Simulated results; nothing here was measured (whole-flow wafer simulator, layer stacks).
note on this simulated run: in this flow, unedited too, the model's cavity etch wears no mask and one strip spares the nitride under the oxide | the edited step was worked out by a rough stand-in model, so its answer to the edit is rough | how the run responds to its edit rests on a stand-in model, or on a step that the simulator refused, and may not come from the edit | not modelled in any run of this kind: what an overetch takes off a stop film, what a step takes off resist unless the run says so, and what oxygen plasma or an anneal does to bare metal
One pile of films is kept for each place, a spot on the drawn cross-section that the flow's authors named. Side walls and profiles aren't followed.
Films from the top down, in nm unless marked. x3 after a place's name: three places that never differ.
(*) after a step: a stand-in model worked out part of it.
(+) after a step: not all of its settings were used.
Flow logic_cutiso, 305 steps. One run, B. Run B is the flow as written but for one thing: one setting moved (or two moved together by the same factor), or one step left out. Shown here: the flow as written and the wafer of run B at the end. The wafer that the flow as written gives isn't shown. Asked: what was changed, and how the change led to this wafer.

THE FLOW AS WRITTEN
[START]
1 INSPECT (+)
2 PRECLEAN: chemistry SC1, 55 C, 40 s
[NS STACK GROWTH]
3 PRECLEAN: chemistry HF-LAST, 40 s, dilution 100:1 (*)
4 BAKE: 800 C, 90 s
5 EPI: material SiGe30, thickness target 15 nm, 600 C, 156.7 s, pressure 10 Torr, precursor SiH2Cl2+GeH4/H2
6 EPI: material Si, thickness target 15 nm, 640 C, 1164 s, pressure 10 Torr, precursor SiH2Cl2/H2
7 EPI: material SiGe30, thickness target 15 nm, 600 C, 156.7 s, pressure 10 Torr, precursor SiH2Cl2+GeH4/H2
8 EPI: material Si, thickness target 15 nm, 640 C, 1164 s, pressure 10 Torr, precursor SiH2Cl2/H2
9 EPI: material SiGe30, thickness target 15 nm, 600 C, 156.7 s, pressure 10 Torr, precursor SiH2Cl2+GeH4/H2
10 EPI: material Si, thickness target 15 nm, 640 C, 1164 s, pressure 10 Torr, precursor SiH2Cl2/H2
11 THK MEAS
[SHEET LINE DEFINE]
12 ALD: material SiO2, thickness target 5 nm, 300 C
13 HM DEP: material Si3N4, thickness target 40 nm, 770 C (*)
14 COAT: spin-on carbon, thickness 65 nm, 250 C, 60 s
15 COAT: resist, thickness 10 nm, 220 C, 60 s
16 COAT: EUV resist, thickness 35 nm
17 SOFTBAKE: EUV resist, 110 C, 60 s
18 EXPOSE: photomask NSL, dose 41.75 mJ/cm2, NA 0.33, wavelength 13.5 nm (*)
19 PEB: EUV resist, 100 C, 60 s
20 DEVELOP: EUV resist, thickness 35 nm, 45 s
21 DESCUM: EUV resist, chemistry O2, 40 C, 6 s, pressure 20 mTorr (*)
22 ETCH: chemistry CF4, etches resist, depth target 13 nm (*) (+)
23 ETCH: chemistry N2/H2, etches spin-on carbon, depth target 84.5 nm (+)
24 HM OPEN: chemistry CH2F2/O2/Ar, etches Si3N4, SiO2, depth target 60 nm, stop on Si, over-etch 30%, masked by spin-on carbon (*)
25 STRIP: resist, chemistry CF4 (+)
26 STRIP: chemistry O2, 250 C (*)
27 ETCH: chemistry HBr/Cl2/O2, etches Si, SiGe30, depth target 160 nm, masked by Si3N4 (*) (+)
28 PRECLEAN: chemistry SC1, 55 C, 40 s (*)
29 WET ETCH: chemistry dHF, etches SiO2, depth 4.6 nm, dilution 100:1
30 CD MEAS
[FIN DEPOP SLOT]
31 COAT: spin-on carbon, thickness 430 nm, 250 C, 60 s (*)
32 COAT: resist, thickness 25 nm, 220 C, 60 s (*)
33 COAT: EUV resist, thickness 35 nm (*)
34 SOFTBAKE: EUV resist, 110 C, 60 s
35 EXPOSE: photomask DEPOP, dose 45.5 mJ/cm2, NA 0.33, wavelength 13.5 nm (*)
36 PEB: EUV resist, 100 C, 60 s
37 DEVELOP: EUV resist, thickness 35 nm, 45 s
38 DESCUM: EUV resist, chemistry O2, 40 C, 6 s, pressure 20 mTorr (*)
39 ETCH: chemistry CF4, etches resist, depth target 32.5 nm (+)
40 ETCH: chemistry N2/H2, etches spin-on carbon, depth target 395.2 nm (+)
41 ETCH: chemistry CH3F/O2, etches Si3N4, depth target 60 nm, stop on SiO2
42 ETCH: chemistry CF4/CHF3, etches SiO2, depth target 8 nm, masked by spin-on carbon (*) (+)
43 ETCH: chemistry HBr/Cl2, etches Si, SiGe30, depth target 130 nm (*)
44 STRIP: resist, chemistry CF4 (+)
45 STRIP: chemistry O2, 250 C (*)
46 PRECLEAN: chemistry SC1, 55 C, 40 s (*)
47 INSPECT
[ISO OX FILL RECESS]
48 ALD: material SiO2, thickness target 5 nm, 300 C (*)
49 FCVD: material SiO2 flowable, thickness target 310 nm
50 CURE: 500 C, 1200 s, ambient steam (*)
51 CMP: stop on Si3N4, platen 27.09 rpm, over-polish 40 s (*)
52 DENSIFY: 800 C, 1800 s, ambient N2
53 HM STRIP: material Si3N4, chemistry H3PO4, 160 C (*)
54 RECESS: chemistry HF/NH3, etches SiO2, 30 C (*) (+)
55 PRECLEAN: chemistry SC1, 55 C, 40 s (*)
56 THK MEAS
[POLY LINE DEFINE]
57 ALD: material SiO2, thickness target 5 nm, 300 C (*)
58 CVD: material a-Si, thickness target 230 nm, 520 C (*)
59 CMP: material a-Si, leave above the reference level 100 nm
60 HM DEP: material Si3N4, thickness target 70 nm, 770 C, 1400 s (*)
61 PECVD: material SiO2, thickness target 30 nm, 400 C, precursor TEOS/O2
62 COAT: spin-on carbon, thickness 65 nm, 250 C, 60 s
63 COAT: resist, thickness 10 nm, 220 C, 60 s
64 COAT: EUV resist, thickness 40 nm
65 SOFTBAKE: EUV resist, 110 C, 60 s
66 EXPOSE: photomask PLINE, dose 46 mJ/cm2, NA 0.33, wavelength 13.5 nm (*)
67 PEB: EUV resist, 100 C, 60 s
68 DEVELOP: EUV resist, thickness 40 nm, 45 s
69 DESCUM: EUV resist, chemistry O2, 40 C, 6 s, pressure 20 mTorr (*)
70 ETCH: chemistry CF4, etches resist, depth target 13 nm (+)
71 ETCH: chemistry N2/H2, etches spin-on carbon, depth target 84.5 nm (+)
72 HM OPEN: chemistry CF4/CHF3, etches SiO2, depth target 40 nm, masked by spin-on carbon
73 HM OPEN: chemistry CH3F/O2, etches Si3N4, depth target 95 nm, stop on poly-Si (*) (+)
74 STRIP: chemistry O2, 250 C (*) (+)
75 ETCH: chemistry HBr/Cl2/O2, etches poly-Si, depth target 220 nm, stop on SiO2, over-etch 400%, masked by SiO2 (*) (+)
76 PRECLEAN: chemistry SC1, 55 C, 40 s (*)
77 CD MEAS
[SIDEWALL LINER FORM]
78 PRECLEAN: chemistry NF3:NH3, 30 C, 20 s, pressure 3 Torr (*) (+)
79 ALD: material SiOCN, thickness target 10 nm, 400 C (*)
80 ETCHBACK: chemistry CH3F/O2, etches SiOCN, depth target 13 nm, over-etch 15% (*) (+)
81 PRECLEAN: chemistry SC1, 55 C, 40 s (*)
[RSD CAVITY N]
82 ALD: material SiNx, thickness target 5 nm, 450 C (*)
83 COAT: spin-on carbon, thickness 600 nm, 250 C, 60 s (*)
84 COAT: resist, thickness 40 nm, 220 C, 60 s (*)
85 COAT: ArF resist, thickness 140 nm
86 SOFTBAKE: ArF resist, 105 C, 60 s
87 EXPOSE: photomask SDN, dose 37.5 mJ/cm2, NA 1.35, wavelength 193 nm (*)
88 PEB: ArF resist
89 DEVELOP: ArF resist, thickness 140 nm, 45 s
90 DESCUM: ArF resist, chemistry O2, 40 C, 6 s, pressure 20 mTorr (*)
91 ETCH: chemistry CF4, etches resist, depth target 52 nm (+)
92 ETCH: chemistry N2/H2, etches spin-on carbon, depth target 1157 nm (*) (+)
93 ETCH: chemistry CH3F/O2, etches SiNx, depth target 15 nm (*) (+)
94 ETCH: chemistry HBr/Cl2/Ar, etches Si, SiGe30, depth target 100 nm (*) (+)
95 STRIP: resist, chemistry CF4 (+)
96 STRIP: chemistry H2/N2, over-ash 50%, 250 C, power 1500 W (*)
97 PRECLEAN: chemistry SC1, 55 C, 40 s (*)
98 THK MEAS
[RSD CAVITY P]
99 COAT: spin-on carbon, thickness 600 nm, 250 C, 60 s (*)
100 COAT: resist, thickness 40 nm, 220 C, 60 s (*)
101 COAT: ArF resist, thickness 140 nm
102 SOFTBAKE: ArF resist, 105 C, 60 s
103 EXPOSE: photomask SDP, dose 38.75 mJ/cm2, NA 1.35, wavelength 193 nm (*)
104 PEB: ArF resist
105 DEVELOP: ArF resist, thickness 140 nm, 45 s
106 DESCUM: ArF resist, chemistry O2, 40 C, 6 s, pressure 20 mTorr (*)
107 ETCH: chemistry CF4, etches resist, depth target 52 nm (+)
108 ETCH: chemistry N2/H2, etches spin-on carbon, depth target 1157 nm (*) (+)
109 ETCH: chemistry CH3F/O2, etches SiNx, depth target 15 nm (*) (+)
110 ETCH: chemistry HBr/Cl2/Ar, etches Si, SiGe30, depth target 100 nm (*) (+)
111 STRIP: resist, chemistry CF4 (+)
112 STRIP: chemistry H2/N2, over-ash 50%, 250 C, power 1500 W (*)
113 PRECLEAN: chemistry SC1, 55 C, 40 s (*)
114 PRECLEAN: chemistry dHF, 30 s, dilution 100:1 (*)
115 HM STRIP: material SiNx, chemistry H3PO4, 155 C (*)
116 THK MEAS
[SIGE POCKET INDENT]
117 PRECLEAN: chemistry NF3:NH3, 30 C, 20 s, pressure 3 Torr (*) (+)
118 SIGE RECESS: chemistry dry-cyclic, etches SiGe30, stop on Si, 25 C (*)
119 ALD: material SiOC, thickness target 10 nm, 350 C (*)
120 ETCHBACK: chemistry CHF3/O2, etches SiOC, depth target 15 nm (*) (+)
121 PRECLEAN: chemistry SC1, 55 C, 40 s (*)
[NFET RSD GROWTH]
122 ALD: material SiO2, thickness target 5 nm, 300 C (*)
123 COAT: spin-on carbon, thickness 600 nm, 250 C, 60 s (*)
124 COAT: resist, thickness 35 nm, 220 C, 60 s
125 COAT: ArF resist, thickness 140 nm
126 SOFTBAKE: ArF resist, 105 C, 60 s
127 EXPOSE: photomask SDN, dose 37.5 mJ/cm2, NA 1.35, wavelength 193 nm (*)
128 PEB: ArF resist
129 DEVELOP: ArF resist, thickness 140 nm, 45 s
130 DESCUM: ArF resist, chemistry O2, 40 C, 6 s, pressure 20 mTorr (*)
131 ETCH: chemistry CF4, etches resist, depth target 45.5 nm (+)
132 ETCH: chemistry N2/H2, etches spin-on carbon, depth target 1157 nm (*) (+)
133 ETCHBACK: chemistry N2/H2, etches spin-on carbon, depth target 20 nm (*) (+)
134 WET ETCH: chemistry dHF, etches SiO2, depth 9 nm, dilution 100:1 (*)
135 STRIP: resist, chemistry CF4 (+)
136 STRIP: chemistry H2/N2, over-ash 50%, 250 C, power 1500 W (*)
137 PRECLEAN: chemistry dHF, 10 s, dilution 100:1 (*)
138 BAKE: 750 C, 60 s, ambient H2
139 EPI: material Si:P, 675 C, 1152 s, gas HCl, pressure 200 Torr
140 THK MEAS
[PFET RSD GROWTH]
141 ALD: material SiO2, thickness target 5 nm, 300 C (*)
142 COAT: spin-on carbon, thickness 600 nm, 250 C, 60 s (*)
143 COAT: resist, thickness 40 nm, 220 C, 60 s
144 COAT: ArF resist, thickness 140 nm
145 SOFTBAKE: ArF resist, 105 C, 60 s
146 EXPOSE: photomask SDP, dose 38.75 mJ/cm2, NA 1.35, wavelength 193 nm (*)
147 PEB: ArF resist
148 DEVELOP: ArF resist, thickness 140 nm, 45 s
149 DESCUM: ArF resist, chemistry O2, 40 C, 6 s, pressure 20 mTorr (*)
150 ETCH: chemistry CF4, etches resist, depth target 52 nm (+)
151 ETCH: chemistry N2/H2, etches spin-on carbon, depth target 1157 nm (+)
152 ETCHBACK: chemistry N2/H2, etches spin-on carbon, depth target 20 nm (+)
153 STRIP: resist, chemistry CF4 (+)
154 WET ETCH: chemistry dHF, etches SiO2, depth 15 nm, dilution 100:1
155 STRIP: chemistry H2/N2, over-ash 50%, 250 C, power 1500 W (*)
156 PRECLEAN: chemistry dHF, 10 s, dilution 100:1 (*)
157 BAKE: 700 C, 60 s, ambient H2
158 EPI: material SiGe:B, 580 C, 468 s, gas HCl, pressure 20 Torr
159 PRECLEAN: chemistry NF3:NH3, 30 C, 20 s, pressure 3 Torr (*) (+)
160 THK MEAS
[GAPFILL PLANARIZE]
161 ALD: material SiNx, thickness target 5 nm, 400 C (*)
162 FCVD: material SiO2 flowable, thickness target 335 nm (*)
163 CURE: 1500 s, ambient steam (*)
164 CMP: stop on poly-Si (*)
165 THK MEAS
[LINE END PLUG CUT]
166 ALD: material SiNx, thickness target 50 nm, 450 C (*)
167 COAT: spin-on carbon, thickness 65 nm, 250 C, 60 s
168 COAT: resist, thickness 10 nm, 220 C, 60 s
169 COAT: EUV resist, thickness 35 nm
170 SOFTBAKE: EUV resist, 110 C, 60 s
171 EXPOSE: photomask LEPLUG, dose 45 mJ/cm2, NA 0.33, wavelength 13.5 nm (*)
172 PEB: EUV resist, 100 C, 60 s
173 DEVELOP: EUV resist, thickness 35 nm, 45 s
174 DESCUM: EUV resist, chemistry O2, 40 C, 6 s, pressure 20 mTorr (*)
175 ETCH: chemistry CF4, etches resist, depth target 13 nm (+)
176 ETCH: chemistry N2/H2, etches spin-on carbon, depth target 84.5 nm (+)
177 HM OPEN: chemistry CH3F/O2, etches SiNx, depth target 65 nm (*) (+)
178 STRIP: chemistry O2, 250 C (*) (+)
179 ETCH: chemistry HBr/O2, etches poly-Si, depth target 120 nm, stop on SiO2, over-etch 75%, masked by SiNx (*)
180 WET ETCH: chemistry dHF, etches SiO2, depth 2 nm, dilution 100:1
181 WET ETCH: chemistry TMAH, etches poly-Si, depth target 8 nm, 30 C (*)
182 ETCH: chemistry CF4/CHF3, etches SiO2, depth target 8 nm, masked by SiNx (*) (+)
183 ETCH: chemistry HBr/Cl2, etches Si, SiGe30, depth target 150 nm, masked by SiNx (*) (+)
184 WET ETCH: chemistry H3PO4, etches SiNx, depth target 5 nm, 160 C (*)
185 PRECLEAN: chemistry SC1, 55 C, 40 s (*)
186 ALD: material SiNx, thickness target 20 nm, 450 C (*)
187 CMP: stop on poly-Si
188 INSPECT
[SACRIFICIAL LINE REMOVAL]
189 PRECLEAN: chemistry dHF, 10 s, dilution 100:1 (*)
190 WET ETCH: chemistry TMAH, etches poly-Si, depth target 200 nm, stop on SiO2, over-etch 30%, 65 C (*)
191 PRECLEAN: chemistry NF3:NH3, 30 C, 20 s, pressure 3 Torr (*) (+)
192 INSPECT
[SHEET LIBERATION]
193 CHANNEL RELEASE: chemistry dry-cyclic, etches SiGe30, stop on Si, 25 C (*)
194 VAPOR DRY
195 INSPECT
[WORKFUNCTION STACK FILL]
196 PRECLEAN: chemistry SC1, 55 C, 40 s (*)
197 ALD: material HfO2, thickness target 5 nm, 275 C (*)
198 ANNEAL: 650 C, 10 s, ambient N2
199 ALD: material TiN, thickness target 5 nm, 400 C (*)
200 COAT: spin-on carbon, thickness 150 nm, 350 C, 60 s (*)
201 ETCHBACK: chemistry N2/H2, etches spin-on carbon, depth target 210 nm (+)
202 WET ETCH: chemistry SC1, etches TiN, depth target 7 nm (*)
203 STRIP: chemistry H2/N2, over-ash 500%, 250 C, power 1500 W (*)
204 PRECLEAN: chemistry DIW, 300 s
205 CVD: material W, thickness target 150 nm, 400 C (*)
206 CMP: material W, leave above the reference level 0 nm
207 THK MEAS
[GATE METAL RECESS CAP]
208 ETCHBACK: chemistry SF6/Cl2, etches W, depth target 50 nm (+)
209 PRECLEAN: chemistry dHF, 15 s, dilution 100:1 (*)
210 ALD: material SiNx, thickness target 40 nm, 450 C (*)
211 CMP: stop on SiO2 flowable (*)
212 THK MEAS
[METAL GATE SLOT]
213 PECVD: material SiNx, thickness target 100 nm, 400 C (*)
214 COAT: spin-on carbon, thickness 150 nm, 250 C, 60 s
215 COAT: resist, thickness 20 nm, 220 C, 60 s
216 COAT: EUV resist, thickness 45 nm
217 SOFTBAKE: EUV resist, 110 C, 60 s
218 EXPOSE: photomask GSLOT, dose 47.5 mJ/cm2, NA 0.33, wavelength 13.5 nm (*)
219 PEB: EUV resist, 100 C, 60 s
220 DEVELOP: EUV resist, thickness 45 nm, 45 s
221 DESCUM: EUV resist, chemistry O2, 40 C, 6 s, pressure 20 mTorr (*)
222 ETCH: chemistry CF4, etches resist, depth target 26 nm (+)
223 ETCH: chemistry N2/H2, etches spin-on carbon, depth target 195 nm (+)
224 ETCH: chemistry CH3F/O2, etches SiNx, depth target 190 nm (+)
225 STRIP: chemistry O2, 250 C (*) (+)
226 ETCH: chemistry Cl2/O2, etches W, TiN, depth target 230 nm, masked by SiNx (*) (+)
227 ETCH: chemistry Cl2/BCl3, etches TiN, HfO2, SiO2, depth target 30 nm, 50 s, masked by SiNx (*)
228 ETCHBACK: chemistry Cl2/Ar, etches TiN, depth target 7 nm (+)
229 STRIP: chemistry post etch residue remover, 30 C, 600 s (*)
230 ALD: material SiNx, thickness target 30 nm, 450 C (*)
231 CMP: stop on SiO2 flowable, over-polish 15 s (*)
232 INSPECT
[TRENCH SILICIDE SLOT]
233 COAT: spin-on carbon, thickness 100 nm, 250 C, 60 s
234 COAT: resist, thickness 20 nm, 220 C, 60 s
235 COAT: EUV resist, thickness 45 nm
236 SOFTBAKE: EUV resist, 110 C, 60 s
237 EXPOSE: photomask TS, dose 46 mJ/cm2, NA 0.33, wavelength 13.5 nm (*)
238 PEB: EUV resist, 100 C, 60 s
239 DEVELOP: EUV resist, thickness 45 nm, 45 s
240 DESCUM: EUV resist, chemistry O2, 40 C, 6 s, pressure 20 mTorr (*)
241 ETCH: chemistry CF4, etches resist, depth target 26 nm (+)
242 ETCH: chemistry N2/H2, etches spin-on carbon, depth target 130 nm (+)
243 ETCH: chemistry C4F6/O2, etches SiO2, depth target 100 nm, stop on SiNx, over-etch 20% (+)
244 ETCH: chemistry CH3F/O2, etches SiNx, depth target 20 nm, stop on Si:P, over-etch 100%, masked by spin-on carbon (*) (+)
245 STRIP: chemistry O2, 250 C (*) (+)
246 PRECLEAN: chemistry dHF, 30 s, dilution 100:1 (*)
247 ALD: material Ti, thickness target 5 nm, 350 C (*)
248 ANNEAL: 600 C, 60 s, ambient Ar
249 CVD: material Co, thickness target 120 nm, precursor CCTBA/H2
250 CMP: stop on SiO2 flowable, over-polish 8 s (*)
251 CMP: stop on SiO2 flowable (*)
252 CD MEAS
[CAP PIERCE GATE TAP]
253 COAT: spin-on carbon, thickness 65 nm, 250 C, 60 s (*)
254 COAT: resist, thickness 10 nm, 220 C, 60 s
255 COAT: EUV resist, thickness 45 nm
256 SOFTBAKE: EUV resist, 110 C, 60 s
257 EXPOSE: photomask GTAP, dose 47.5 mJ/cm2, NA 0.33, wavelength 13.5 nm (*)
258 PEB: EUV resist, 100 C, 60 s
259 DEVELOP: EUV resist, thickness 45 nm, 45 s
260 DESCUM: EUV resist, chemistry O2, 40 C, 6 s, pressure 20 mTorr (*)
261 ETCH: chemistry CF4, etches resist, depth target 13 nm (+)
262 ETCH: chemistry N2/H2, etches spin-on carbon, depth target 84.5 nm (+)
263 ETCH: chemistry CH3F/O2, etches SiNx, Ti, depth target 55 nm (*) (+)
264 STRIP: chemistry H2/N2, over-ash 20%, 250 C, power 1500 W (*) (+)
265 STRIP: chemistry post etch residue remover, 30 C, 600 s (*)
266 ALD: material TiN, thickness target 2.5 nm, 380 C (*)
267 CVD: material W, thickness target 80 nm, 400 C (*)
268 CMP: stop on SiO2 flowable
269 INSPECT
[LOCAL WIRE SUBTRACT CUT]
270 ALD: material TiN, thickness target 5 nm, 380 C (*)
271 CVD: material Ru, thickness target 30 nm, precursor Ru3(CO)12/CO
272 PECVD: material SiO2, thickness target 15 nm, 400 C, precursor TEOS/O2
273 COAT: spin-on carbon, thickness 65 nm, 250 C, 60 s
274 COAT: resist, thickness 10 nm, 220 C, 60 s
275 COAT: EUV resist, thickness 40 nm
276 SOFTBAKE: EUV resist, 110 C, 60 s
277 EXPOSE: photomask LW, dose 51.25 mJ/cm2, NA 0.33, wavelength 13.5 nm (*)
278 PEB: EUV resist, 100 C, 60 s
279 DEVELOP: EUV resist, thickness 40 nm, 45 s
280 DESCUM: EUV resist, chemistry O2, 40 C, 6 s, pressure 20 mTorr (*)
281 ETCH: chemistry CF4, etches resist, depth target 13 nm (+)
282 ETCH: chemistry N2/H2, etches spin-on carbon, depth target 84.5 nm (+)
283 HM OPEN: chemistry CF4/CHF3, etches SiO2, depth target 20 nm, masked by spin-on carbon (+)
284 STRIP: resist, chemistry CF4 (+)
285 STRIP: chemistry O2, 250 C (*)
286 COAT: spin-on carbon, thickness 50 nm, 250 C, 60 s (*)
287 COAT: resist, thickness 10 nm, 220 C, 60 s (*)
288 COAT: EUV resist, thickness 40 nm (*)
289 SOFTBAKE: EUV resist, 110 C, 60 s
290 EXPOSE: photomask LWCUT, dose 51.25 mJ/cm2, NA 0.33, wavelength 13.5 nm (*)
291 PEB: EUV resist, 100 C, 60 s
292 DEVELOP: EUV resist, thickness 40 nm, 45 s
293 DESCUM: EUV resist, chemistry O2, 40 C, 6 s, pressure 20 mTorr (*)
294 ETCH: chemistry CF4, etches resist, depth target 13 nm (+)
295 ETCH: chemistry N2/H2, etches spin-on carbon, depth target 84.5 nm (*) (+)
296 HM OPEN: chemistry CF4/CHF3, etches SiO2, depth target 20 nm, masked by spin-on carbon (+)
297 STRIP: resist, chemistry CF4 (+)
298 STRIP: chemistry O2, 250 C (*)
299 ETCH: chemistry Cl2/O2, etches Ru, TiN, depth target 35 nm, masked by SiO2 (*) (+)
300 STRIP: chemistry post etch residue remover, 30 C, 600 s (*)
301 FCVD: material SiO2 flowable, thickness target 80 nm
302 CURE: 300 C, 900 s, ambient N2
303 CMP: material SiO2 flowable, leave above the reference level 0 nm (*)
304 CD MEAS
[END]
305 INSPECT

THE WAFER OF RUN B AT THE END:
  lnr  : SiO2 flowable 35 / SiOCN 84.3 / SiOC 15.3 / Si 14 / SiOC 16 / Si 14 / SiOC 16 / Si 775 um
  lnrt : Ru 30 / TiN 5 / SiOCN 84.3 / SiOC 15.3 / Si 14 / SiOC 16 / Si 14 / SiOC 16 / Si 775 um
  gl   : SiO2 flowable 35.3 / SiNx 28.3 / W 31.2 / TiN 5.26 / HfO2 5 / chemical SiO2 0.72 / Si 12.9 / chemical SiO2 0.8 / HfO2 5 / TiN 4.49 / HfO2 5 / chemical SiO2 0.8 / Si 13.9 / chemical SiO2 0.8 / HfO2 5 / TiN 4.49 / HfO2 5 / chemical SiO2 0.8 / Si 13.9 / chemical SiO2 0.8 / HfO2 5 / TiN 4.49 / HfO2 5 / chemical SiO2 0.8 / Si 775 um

The cause: step 75, ETCH: over-etch 620% was run, where the flow has over-etch 400%.

How the change led to this, step by step:
  75 ETCH: chemistry HBr/Cl2/O2, etches poly-Si, depth target 220 nm, stop on SiO2, over-etch 400%, masked by SiO2 (*) (+)
      lnr, lnrp, lnrt, rsdn, rsdp, rsdw, rsdx: chemical SiO2 -0.79 (all of it), poly-Si -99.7 (all of it), SiO2 -5 (all of it), chemical SiO2 -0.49 (all of it), Si -13.9 (all of it) (as written it would be: chemical SiO2 -0.79 (all of it), poly-Si -99.7 (all of it), SiO2 -5 (all of it))
      iso, lnri: chemical SiO2 -0.79 (all of it), poly-Si -189.1 (all of it), SiO2 -5 (all of it), SiO2 flowable -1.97 (as written it would be: chemical SiO2 -0.79 (all of it), poly-Si -189.1 (all of it), SiO2 -4.55)
      (and at 13 more places)
  80 ETCHBACK: chemistry CH3F/O2, etches SiOCN, depth target 13 nm, over-etch 15% (*) (+)
      rsdn, rsdp, rsdw, rsdx: SiOCN -10 (all of it), SiGe30 -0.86 (as written it would be: SiOCN -10 (all of it), Si -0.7)
      lnr, lnrp, lnrt: SiOCN +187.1 (as written it would be: SiOCN +175.1)
  94 ETCH: chemistry HBr/Cl2/Ar, etches Si, SiGe30, depth target 100 nm (*) (+)
      rsdn, rsdx: chemical SiO2 -0.49 (all of it), SiGe30 -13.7 (all of it), Si -15 (all of it), SiGe30 -15 (all of it), Si -15 (all of it), SiGe30 -15 (all of it), Si -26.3 (as written it would be: chemical SiO2 -0.49 (all of it), Si -12.8 (all of it), SiGe30 -15 (all of it), Si -15 (all of it), SiGe30 -15 (all of it), Si -15 (all of it), SiGe30 -15 (all of it), Si -12.2)
  110 ETCH: chemistry HBr/Cl2/Ar, etches Si, SiGe30, depth target 100 nm (*) (+)
      rsdp, rsdw: chemical SiO2 -0.49 (all of it), SiGe30 -13.7 (all of it), Si -15 (all of it), SiGe30 -15 (all of it), Si -15 (all of it), SiGe30 -15 (all of it), Si -26.3 (as written it would be: chemical SiO2 -0.49 (all of it), Si -12.8 (all of it), SiGe30 -15 (all of it), Si -15 (all of it), SiGe30 -15 (all of it), Si -15 (all of it), SiGe30 -15 (all of it), Si -12.2)
  118 SIGE RECESS: chemistry dry-cyclic, etches SiGe30, stop on Si, 25 C (*)
      lnr, lnrp, lnrt: SiOCN -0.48, cavity +15.3 (new film), SiGe30 -14.8 (all of it), Si -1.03, cavity +16 (new film), SiGe30 -15 (all of it), Si -1.03, cavity +16 (new film), SiGe30 -15 (all of it), Si -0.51 (as written it would be: SiOCN -0.48, Si -0.51, cavity +16 (new film), SiGe30 -15 (all of it), Si -1.03, cavity +16 (new film), SiGe30 -15 (all of it), Si -1.03, cavity +16 (new film), SiGe30 -15 (all of it), Si -0.51)
  119 ALD: material SiOC, thickness target 10 nm, 350 C (*)
      lnr, lnrp, lnrt: SiOC +10 (new film), SiOC +15.3 (new film), cavity -15.3 (all of it), SiOC +16 (new film), cavity -16 (all of it), SiOC +16 (new film), cavity -16 (all of it) (as written it would be: SiOC +10 (new film), SiOC +16 (new film), cavity -16 (all of it), SiOC +16 (new film), cavity -16 (all of it), SiOC +16 (new film), cavity -16 (all of it))
  120 ETCHBACK: chemistry CHF3/O2, etches SiOC, depth target 15 nm (*) (+)
      gxn: SiOC -10.8 (all of it), SiO2 -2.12 (all of it), Si3N4 -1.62 (as written it would be: SiOC -11 (all of it), SiO2 -4.21 (all of it))
      gxp: SiOC -10.7 (all of it), SiO2 -2.16 (all of it), Si3N4 -1.61 (as written it would be: SiOC -11 (all of it), SiO2 -4.25 (all of it))
      (and at 3 more places)
  122 ALD: material SiO2, thickness target 5 nm, 300 C (*)
      gxn: SiO2 +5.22 (new film) (as written it would be: SiO2 +6.76 (new film))
      gxp: SiO2 +5.2 (new film) (as written it would be: SiO2 +6.75 (new film))
  132 ETCH: chemistry N2/H2, etches spin-on carbon, depth target 1157 nm (*) (+)
      gxn: spin-on carbon -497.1 (all of it), SiO2 -5.22 (all of it), Si3N4 -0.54 (as written it would be: spin-on carbon -499.4 (all of it), SiO2 -6.06)
  133 ETCHBACK: chemistry N2/H2, etches spin-on carbon, depth target 20 nm (*) (+)
      gxn: Si3N4 -0.56 (as written it would be: SiO2 -0.7 (all of it), Si3N4 -0.21)
  139 EPI: material Si:P, 675 C, 1152 s, gas HCl, pressure 200 Torr
      rsdn, rsdx: Si:P +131 (new film) (as written it would be: Si:P +116.9 (new film))
  141 ALD: material SiO2, thickness target 5 nm, 300 C (*)
      gxp: SiO2 +7 (as written it would be: SiO2 +5)
  158 EPI: material SiGe:B, 580 C, 468 s, gas HCl, pressure 20 Torr
      rsdp, rsdw: SiGe:B +131 (new film) (as written it would be: SiGe:B +116.8 (new film))
  164 CMP: stop on poly-Si (*)
      depop, dpovl, isow, ns, nsgap: SiO2 flowable -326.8 (all of it), SiNx -5 (all of it), SiO2 -2.05 (all of it), Si3N4 -70 (all of it) (as written it would be: SiO2 flowable -326.8 (all of it), SiNx -5 (all of it), SiO2 -4.13 (all of it), Si3N4 -70 (all of it))
      gfld, gxf: SiO2 flowable -252.5 (all of it), SiNx -5 (all of it), SiO2 -2.05 (all of it), Si3N4 -70 (all of it) (as written it would be: SiO2 flowable -251.9 (all of it), SiNx -5 (all of it), SiO2 -4.13 (all of it), Si3N4 -70 (all of it))
      (and at 10 more places)
